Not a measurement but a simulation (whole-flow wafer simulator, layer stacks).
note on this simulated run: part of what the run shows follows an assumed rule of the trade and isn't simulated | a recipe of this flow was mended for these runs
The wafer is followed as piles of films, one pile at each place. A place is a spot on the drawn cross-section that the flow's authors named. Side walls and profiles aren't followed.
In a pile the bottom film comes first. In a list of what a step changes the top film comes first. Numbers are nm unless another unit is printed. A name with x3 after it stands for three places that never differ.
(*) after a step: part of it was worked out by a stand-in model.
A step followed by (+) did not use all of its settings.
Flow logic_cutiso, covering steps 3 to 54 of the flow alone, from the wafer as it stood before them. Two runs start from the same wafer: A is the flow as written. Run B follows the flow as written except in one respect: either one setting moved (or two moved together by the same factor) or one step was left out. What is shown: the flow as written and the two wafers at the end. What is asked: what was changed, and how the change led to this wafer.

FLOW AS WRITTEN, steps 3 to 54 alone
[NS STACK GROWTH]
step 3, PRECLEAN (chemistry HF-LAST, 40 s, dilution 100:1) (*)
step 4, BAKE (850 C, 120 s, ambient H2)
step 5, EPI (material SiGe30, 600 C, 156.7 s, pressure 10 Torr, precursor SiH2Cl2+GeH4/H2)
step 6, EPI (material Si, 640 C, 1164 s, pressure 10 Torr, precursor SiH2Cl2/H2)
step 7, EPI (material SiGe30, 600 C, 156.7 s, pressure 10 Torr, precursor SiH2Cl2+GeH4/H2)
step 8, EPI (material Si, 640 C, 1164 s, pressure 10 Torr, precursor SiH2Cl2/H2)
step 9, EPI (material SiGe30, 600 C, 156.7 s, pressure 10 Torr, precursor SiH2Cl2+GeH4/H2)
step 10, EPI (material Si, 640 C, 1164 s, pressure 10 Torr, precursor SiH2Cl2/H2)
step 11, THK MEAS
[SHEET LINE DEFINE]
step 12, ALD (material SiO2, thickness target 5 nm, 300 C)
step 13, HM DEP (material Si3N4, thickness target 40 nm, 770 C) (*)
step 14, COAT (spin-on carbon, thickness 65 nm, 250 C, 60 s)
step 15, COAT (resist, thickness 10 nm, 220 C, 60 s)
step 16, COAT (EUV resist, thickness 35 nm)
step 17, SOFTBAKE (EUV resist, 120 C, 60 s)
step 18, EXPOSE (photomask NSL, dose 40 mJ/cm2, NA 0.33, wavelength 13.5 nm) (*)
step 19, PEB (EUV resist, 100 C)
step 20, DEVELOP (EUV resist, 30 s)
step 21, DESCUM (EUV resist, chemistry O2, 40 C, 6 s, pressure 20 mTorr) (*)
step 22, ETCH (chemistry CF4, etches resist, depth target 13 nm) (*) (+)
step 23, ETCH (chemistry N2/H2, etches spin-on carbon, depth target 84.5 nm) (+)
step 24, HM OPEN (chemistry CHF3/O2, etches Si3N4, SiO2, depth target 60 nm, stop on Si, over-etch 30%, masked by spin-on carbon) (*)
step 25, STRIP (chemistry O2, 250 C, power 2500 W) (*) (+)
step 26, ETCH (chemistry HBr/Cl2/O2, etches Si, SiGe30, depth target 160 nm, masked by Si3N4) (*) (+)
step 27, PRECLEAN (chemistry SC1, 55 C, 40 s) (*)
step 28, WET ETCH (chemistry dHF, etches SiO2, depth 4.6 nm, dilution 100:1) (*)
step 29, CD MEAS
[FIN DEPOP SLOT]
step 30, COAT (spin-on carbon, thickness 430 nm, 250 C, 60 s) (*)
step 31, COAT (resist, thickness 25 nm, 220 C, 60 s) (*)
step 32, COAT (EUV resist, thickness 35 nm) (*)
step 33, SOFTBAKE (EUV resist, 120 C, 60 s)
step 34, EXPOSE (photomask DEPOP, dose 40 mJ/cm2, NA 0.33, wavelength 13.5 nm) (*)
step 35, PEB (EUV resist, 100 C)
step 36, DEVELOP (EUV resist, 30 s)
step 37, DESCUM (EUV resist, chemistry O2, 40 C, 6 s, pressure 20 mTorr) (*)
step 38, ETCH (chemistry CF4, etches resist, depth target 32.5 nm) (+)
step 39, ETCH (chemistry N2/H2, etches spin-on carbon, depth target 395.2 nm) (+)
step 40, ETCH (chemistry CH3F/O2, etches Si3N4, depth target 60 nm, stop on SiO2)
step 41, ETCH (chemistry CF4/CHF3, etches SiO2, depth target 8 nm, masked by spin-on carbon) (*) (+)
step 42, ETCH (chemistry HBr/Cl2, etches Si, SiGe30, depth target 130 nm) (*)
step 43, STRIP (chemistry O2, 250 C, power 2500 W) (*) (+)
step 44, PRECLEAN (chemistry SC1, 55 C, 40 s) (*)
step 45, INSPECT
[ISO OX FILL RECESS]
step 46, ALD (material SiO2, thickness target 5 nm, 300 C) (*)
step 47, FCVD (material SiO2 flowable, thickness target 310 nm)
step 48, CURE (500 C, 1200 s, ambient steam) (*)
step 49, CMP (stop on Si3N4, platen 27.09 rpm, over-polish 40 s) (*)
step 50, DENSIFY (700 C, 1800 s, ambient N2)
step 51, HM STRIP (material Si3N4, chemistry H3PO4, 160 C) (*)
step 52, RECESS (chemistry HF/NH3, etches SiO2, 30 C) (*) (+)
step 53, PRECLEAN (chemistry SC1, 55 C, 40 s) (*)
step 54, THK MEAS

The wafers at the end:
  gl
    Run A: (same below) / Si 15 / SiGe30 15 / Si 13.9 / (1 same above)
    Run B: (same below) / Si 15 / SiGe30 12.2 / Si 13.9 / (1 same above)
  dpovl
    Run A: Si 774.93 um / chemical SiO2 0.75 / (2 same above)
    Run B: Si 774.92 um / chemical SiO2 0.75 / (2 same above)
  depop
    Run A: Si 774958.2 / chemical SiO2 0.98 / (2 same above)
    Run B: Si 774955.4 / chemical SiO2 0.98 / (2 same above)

The reason: step 9, EPI: 588 C was run, whereas the flow has 600 C.

Step by step, how the change led to this:
  step 9, EPI (material SiGe30, 600 C, 156.7 s, pressure 10 Torr, precursor SiH2Cl2+GeH4/H2)
      depop, dpovl, gfld and 19 more: A SiGe30 gains 15 (new film) | B SiGe30 gains 12.2 (new film)
  step 26, ETCH (chemistry HBr/Cl2/O2, etches Si, SiGe30, depth target 160 nm, masked by Si3N4) (*) (+)
      dpovl, gfld, gxf, iso, isow, lnri, nsgap: A chemical SiO2 loses 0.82 (all of it), Si loses 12 (all of it), SiGe30 loses 15 (all of it), Si loses 15 (all of it), SiGe30 loses 15 (all of it), Si loses 15 (all of it), SiGe30 loses 15 (all of it), Si loses 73 | B chemical SiO2 loses 0.82 (all of it), Si loses 12 (all of it), SiGe30 loses 12.2 (all of it), Si loses 15 (all of it), SiGe30 loses 15 (all of it), Si loses 15 (all of it), SiGe30 loses 15 (all of it), Si loses 75.8
  step 42, ETCH (chemistry HBr/Cl2, etches Si, SiGe30, depth target 130 nm) (*)
      depop: A Si loses 13.8 (all of it), SiGe30 loses 15 (all of it), Si loses 15 (all of it), SiGe30 loses 15 (all of it), Si loses 15 (all of it), SiGe30 loses 15 (all of it), Si loses 41.2 | B Si loses 13.8 (all of it), SiGe30 loses 12.2 (all of it), Si loses 15 (all of it), SiGe30 loses 15 (all of it), Si loses 15 (all of it), SiGe30 loses 15 (all of it), Si loses 44
